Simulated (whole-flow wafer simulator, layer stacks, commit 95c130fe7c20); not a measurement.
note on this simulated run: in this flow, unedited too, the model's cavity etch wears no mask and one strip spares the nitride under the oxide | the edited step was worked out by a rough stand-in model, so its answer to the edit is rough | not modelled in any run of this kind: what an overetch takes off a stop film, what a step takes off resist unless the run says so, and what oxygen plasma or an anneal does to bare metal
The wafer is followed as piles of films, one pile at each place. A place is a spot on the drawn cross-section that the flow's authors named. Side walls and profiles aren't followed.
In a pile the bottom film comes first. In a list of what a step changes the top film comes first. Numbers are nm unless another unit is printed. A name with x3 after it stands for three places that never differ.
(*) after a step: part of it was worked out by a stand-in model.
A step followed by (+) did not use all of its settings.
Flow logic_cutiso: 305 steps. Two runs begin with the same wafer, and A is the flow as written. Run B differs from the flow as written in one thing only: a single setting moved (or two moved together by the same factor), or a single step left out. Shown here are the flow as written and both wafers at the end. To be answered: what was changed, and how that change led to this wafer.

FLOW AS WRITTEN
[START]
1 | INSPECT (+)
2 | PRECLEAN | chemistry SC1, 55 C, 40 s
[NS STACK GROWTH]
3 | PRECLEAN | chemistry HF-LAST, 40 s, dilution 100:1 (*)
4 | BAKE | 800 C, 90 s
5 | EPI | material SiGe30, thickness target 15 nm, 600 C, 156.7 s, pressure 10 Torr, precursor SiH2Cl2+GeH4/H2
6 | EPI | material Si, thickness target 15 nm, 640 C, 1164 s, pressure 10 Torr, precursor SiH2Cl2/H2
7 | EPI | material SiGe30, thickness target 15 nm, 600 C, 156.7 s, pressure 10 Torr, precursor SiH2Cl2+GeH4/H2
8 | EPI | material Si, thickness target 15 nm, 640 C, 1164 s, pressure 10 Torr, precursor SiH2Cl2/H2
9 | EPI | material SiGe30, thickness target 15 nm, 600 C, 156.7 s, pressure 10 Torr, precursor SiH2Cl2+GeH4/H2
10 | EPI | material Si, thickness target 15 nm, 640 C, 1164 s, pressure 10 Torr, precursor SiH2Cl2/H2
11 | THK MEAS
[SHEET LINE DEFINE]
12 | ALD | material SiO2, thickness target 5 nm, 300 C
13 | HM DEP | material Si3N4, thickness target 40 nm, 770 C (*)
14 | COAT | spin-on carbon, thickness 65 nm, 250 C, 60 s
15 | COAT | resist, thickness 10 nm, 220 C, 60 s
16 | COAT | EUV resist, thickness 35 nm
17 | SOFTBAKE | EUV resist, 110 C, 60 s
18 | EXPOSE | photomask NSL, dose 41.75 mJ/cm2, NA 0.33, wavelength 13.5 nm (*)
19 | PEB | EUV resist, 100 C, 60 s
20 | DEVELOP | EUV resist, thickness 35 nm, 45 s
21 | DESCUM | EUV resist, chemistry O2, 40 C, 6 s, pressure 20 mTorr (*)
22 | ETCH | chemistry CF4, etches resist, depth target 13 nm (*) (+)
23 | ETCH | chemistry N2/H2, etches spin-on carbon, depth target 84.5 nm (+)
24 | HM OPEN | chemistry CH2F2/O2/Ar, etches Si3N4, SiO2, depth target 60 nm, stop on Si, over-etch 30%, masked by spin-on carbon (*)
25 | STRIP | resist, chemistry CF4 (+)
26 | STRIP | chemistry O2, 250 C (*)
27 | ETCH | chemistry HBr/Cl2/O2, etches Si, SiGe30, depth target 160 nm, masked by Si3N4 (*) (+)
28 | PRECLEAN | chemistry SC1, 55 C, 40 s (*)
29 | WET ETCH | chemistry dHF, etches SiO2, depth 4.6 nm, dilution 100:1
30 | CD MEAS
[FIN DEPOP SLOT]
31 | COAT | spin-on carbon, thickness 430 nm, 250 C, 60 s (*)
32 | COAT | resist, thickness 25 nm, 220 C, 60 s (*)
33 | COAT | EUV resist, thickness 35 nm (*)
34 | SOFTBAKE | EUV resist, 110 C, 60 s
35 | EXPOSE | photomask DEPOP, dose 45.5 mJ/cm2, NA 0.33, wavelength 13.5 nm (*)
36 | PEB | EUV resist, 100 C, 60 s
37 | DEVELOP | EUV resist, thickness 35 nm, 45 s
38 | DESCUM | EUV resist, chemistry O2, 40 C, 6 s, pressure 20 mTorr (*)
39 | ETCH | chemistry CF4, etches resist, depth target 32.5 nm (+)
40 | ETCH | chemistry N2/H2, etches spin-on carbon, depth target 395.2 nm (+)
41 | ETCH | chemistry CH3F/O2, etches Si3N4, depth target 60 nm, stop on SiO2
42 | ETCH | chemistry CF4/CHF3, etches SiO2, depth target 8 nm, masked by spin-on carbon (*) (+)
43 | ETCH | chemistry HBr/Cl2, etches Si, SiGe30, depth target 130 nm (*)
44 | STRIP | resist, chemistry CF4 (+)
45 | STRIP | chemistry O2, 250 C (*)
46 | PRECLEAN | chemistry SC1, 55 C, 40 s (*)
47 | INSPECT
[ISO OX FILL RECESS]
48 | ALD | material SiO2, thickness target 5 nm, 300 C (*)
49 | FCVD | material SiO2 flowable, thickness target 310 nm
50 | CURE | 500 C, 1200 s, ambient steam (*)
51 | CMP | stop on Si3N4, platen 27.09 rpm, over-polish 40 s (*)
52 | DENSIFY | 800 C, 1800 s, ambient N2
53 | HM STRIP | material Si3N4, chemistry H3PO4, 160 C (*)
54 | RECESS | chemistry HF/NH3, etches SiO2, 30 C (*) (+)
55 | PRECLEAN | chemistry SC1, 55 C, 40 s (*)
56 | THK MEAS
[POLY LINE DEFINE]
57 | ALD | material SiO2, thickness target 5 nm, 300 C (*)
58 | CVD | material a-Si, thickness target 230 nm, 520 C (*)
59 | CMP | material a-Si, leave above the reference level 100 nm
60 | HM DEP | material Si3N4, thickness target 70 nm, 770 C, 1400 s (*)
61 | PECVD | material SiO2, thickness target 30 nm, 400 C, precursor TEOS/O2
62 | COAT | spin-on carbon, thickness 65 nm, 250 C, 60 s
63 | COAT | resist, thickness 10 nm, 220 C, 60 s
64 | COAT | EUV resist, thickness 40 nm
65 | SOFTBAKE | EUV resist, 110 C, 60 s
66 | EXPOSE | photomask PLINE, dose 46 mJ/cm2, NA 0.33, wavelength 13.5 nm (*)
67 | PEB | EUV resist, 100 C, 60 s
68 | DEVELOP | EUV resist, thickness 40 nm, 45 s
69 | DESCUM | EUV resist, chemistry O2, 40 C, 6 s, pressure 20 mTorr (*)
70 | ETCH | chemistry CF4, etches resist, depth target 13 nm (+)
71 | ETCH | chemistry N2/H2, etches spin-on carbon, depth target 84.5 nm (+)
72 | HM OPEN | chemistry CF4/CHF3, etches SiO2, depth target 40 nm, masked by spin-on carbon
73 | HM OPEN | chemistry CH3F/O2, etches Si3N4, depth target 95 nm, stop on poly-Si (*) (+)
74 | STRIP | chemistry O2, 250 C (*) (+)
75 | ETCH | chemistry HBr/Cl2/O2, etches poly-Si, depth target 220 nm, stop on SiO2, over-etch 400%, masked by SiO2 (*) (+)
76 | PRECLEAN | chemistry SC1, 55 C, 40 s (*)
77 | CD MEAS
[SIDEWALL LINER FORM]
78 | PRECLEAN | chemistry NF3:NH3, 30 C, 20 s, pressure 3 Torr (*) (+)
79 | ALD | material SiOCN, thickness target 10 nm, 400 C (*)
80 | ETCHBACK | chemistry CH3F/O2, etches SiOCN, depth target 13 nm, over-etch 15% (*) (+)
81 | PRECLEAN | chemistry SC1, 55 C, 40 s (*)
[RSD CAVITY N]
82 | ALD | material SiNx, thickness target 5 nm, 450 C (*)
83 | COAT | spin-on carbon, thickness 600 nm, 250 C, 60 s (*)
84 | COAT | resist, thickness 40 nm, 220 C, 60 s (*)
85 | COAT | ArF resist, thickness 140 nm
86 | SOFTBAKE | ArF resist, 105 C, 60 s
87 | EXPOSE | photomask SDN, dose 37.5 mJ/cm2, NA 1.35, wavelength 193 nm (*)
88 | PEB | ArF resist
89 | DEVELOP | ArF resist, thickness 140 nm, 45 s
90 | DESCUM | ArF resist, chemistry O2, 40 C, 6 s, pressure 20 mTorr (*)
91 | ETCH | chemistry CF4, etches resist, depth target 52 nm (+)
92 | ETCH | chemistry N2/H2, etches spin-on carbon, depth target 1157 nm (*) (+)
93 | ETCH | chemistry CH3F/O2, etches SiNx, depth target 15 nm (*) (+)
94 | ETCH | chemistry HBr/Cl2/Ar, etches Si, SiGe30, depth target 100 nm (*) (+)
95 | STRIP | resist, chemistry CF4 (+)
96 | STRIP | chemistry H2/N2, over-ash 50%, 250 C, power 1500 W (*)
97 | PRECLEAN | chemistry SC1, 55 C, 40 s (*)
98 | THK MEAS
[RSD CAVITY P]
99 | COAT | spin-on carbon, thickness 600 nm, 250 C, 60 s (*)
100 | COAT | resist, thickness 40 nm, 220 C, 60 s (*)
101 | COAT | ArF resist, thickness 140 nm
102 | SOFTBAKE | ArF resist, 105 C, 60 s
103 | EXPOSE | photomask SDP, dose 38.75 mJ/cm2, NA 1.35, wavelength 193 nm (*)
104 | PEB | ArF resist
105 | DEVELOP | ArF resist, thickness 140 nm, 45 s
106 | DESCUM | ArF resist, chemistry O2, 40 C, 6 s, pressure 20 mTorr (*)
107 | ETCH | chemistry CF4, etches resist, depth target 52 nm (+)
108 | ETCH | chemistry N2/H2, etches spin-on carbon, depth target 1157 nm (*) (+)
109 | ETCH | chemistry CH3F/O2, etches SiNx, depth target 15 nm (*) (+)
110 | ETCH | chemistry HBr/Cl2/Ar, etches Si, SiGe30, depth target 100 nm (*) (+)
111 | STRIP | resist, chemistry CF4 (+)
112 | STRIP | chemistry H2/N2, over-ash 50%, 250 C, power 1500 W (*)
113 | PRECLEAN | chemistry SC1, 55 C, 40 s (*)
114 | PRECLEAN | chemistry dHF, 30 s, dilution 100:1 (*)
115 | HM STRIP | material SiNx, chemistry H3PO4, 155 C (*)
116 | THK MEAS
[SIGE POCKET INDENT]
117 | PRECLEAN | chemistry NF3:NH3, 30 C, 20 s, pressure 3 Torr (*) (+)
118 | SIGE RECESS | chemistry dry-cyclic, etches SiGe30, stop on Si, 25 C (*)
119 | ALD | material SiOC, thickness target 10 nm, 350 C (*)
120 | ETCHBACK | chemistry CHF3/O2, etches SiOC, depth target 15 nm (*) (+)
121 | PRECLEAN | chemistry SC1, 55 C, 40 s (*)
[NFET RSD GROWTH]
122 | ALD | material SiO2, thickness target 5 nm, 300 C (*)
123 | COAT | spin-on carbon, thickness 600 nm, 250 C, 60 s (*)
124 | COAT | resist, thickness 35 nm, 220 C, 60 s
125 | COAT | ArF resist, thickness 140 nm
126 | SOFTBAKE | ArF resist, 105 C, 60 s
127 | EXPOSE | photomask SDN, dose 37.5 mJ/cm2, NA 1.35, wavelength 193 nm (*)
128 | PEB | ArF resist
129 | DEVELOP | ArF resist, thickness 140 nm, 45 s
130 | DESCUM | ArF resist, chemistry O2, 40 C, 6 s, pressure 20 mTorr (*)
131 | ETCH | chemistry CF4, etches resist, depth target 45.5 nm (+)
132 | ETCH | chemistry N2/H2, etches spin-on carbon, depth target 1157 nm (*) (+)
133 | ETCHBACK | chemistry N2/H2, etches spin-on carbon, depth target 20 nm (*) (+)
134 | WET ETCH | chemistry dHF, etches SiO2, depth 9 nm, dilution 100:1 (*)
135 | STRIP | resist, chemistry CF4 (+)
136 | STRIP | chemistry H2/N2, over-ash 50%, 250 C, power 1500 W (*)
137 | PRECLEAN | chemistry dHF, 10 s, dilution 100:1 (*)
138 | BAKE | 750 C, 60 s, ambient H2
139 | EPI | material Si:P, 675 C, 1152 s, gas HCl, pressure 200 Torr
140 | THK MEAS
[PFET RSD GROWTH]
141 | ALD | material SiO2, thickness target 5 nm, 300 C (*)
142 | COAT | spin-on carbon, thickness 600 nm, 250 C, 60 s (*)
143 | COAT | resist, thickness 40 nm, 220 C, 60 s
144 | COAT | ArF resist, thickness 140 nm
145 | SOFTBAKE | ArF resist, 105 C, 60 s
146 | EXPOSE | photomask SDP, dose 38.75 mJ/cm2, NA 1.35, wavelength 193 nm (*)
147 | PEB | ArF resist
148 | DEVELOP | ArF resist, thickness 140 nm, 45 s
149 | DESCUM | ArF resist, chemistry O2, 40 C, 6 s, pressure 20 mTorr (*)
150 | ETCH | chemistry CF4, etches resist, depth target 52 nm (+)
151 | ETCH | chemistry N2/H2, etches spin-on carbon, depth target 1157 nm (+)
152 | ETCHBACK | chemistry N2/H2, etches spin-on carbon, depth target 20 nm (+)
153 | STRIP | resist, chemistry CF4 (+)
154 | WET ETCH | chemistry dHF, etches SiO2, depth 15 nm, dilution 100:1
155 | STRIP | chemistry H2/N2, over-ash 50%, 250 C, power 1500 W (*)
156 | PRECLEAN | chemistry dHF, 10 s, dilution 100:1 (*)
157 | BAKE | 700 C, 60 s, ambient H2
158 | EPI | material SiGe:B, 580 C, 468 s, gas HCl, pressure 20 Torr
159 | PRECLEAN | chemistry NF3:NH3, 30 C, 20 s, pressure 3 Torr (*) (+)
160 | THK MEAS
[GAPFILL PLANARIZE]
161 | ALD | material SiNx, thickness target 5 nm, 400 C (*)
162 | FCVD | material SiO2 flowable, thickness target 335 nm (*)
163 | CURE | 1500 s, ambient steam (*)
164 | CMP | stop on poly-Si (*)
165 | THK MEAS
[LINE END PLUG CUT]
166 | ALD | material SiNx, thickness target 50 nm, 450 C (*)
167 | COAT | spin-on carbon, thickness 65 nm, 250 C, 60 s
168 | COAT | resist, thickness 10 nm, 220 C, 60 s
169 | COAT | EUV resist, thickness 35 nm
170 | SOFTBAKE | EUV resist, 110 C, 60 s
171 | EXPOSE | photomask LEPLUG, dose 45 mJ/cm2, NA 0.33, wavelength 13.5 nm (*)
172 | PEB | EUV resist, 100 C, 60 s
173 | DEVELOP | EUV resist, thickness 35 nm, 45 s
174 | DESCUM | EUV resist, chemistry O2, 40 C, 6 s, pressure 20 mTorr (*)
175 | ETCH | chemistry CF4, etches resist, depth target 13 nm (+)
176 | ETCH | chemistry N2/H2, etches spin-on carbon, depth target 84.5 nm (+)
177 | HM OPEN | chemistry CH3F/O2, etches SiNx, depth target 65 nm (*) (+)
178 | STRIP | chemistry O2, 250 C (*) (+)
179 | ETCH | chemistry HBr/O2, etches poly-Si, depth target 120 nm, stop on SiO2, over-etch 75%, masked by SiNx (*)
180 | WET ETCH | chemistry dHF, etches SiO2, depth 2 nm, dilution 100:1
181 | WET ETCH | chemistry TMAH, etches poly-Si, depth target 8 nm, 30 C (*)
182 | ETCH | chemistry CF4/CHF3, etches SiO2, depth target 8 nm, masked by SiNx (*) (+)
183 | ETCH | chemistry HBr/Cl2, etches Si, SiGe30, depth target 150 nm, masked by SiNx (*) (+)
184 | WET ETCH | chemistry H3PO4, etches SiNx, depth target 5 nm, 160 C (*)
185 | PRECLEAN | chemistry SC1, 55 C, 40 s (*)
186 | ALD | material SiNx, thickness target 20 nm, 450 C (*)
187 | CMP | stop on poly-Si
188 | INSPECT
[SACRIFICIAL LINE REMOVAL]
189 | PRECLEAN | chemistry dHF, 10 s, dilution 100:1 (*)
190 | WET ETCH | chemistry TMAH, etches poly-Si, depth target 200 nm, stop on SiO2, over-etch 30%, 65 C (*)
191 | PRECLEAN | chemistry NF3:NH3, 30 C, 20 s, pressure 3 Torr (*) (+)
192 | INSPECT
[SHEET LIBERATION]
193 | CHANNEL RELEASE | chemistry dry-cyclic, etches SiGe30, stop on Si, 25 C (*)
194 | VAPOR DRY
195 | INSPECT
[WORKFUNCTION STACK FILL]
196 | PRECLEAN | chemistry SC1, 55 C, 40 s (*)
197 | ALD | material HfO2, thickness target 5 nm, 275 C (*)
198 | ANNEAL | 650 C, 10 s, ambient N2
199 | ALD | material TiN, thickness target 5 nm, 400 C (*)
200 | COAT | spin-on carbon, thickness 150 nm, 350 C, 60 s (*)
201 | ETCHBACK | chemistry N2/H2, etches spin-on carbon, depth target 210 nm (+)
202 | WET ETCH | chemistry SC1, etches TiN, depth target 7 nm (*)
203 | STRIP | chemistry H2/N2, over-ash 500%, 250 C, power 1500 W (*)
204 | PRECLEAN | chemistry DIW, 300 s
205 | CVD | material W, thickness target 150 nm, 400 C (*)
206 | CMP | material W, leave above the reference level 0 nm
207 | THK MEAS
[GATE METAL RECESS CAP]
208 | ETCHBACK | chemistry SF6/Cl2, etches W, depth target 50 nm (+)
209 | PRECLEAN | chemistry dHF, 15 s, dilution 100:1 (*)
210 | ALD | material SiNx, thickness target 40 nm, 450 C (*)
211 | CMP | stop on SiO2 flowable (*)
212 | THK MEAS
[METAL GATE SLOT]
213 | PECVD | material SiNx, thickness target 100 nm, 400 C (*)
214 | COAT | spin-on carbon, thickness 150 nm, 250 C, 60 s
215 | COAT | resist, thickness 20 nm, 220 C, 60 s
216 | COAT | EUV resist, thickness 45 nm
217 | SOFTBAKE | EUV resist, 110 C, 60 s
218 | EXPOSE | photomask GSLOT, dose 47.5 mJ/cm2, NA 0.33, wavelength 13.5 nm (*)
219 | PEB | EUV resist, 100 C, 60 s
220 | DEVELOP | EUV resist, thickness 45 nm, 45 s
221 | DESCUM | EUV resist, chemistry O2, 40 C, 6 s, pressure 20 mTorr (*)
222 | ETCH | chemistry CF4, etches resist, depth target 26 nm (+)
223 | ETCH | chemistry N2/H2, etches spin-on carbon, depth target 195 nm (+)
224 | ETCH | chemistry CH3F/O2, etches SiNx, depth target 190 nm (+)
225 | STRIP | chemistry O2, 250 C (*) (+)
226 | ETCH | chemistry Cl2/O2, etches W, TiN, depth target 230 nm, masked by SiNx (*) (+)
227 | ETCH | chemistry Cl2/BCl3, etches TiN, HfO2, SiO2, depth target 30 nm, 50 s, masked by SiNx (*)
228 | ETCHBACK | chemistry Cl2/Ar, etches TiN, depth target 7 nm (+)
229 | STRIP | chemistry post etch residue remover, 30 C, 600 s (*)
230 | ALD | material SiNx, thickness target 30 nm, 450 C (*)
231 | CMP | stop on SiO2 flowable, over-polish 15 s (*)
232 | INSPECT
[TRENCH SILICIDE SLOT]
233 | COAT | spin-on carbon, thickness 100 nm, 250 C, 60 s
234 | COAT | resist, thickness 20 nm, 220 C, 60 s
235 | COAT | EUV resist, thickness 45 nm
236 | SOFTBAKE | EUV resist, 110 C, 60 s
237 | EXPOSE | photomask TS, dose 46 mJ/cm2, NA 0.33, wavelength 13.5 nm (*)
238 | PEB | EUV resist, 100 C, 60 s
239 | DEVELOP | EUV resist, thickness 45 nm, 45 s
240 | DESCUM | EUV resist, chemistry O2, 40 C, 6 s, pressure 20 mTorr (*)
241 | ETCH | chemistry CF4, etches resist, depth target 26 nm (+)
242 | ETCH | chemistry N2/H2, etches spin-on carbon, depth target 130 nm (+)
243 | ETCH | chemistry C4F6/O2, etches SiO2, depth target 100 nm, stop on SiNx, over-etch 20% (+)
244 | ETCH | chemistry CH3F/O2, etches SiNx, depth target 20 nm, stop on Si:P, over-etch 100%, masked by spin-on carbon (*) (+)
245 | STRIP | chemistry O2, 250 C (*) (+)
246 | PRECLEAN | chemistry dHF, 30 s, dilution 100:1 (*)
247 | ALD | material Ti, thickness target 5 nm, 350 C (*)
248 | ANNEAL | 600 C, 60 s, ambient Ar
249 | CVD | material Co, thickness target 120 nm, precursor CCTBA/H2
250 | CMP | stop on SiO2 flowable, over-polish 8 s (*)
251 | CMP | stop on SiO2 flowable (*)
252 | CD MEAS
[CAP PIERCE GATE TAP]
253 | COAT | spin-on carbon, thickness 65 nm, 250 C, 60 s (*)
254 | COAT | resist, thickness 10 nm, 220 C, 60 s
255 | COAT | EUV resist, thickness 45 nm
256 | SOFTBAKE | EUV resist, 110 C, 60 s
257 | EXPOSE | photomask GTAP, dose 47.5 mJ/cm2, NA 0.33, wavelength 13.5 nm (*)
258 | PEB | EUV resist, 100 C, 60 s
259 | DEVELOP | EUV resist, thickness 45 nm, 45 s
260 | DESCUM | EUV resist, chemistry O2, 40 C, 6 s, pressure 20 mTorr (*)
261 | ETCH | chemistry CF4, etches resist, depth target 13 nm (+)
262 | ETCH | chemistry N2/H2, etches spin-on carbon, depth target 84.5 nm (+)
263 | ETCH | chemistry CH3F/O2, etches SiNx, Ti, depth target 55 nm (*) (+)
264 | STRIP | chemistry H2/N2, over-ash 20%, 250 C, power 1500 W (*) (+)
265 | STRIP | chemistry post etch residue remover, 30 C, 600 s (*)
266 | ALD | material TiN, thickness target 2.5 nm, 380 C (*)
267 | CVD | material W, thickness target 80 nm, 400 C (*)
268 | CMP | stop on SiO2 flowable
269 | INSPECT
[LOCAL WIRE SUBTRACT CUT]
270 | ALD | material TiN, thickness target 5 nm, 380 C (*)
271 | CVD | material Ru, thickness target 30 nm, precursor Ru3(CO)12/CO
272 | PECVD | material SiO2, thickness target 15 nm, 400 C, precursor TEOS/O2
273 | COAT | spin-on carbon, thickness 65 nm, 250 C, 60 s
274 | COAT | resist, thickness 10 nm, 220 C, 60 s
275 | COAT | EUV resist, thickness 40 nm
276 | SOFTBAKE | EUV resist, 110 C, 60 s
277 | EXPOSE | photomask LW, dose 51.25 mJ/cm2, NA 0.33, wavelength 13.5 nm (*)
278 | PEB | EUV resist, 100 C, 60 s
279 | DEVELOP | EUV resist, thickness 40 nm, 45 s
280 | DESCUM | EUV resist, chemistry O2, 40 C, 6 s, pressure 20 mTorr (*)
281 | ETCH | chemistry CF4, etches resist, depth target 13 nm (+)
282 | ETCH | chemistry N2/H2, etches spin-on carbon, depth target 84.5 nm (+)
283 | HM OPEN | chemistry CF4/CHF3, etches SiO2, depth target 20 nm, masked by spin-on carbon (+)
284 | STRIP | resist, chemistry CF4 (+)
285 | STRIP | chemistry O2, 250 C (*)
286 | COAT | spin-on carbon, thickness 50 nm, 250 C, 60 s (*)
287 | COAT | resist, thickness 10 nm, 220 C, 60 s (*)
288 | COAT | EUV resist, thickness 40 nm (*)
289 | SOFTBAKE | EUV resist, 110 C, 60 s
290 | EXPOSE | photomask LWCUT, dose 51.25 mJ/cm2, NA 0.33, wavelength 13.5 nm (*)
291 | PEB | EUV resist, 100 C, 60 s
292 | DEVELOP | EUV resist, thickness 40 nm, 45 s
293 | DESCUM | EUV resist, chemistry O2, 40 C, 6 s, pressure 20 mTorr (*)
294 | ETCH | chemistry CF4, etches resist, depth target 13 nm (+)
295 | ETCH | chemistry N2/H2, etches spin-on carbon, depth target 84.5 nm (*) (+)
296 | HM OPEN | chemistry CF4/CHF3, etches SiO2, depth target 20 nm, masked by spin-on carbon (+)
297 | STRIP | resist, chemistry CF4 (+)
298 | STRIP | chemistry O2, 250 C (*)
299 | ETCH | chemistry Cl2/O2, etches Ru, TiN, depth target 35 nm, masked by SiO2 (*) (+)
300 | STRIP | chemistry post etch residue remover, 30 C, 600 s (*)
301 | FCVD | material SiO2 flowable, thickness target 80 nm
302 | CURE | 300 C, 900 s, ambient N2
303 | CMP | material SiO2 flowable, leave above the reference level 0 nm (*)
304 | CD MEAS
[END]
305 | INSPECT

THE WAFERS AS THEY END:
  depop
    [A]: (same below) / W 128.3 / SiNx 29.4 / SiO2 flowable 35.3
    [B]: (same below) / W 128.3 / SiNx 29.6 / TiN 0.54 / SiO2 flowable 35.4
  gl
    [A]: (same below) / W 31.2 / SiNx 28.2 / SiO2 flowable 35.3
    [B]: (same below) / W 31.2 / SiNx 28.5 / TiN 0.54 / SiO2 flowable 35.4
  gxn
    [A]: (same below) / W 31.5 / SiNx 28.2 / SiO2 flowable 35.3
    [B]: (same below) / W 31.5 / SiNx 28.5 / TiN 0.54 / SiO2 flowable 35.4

Cause: step 270, ALD: thickness target 5.9 nm was run, while the flow as written has thickness target 5 nm.

The path from the change to this, step by step:
  270 | ALD | material TiN, thickness target 5 nm, 380 C (*)
      depop, dpovl, gfld and 19 more: A +5 TiN (new film) | B +5.9 TiN (new film)
  299 | ETCH | chemistry Cl2/O2, etches Ru, TiN, depth target 35 nm, masked by SiO2 (*) (+)
      depop, dpovl, gfld and 14 more: A -29.6 Ru (all of it), -5 TiN (all of it) | B -29.6 Ru (all of it), -5.36 TiN
      rsdw: A -29.6 Ru (all of it), -5 TiN (all of it) | B -29.6 Ru (all of it), -5.35 TiN
  301 | FCVD | material SiO2 flowable, thickness target 80 nm
      iso, rsdx: A +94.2 SiO2 flowable | B +94.3 SiO2 flowable (new film)
With metal films that touch counted as one body, depop has 2 bodies (between them, from the top down: SiNx 29.6); the flow as written gives 1 body.
With metal films that touch counted as one body, gl has 5 bodies (between them, from the top down: SiNx 28.5; HfO2 5 / chemical SiO2 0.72 / Si 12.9 / chemical SiO2 0.8 / HfO2 5; HfO2 5 / chemical SiO2 0.8 / Si 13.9 / chemical SiO2 0.8 / HfO2 5; HfO2 5 / chemical SiO2 0.8 / Si 13.9 / chemical SiO2 0.8 / HfO2 5); the flow as written gives 4 bodies (between them, from the top down: HfO2 5 / chemical SiO2 0.72 / Si 12.9 / chemical SiO2 0.8 / HfO2 5; HfO2 5 / chemical SiO2 0.8 / Si 13.9 / chemical SiO2 0.8 / HfO2 5; HfO2 5 / chemical SiO2 0.8 / Si 13.9 / chemical SiO2 0.8 / HfO2 5).
With metal films that touch counted as one body, gxn has 5 bodies (between them, from the top down: SiNx 28.5; HfO2 5 / chemical SiO2 0.72 / Si 12.9 / chemical SiO2 0.8 / HfO2 5; HfO2 5 / chemical SiO2 0.8 / Si 13.9 / chemical SiO2 0.8 / HfO2 5; HfO2 5 / chemical SiO2 0.8 / Si 13.9 / chemical SiO2 0.8 / HfO2 5); the flow as written gives 4 bodies (between them, from the top down: HfO2 5 / chemical SiO2 0.72 / Si 12.9 / chemical SiO2 0.8 / HfO2 5; HfO2 5 / chemical SiO2 0.8 / Si 13.9 / chemical SiO2 0.8 / HfO2 5; HfO2 5 / chemical SiO2 0.8 / Si 13.9 / chemical SiO2 0.8 / HfO2 5).
